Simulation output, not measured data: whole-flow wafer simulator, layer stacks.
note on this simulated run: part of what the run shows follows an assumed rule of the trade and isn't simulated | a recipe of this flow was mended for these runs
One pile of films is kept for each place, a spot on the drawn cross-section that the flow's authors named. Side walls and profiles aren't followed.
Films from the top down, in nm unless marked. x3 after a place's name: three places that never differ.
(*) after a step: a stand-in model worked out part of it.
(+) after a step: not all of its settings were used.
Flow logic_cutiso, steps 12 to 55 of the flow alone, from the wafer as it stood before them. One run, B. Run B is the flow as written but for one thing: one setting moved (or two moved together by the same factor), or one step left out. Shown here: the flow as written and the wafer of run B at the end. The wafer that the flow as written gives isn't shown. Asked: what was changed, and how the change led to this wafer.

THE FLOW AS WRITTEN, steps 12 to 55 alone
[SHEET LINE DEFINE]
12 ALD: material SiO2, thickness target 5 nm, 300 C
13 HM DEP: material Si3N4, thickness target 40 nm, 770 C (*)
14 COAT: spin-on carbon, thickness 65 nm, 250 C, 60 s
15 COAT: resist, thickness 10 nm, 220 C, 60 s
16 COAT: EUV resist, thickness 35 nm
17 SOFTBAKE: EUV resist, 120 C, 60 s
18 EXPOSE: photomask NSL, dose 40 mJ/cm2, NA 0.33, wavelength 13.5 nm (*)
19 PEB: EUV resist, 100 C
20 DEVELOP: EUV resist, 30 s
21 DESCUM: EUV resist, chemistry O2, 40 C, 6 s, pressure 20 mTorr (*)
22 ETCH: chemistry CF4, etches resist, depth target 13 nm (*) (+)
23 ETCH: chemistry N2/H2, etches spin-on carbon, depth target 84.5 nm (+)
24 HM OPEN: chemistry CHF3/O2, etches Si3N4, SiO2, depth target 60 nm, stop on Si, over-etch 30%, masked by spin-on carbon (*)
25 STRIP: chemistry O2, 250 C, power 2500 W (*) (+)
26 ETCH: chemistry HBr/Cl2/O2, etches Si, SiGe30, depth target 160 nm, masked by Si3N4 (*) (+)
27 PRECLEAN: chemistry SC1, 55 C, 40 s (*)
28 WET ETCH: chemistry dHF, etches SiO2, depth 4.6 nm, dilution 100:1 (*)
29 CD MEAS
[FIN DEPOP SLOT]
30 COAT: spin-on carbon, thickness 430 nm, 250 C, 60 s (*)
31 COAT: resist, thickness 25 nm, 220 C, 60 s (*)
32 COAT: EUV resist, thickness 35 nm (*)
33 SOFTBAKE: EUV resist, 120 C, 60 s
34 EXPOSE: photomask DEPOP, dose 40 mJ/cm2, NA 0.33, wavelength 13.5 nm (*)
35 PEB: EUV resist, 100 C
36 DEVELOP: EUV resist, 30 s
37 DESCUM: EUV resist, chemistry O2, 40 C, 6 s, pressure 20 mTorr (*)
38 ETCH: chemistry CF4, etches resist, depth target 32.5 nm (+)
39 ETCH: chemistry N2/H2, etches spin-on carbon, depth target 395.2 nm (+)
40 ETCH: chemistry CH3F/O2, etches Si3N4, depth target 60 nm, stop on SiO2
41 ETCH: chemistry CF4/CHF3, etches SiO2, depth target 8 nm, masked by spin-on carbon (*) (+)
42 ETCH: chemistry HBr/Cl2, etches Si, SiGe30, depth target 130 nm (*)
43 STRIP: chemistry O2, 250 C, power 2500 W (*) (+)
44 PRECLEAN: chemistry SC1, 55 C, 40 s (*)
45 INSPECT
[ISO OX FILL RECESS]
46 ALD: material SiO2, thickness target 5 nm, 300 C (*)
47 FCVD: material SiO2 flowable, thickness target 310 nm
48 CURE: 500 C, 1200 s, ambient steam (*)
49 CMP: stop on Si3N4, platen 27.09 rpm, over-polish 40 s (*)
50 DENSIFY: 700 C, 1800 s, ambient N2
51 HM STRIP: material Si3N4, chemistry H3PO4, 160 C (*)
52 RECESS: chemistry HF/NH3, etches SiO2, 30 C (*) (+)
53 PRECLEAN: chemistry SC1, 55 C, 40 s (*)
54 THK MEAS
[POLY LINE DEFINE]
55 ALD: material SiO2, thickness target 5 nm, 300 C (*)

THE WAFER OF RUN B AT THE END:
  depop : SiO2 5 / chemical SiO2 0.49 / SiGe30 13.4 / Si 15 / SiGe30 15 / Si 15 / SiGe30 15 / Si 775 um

The cause: step 41, ETCH: depth target 4.4 nm was run, where the flow has depth target 8 nm.

How the change led to this, step by step:
  41 ETCH: chemistry CF4/CHF3, etches SiO2, depth target 8 nm, masked by spin-on carbon (*) (+)
      depop: SiO2 -4.4 (as written it would be: SiO2 -4.92 (all of it), Si -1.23)
      gfld: resist -4.4 (as written it would be: resist -7.79 (all of it), spin-on carbon -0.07)
      (and at 20 more places)
  42 ETCH: chemistry HBr/Cl2, etches Si, SiGe30, depth target 130 nm (*)
      depop: SiO2 -0.52 (all of it), Si -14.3 (as written it would be: Si -13.8 (all of it), SiGe30 -15 (all of it), Si -15 (all of it), SiGe30 -15 (all of it), Si -15 (all of it), SiGe30 -15 (all of it), Si -41.2)
      gfld: resist -3.39 (all of it), spin-on carbon -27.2 (as written it would be: spin-on carbon -32)
      (and at 19 more places)
  47 FCVD: material SiO2 flowable, thickness target 310 nm
      dpovl, isow, nsgap: SiO2 flowable +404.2 (new film) (as written it would be: SiO2 flowable +392 (new film))
      depop: SiO2 flowable +255.3 (new film) (as written it would be: SiO2 flowable +359.8 (new film))
      (and at 1 more place)
  49 CMP: stop on Si3N4, platen 27.09 rpm, over-polish 40 s (*)
      depop: SiO2 flowable -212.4 (as written it would be: SiO2 flowable -200.4)
      dpovl: SiO2 flowable -212.3 (as written it would be: SiO2 flowable -200.3)
      (and at 3 more places)
  52 RECESS: chemistry HF/NH3, etches SiO2, 30 C (*) (+)
      depop: SiO2 flowable -32.5 (all of it), SiO2 -5 (all of it), chemical SiO2 -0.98 (all of it) (as written it would be: SiO2 flowable -118.1)
  53 PRECLEAN: chemistry SC1, 55 C, 40 s (*)
      depop: chemical SiO2 +0.49 (new film), SiGe30 -1.6 (as written it would be: SiO2 flowable -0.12)
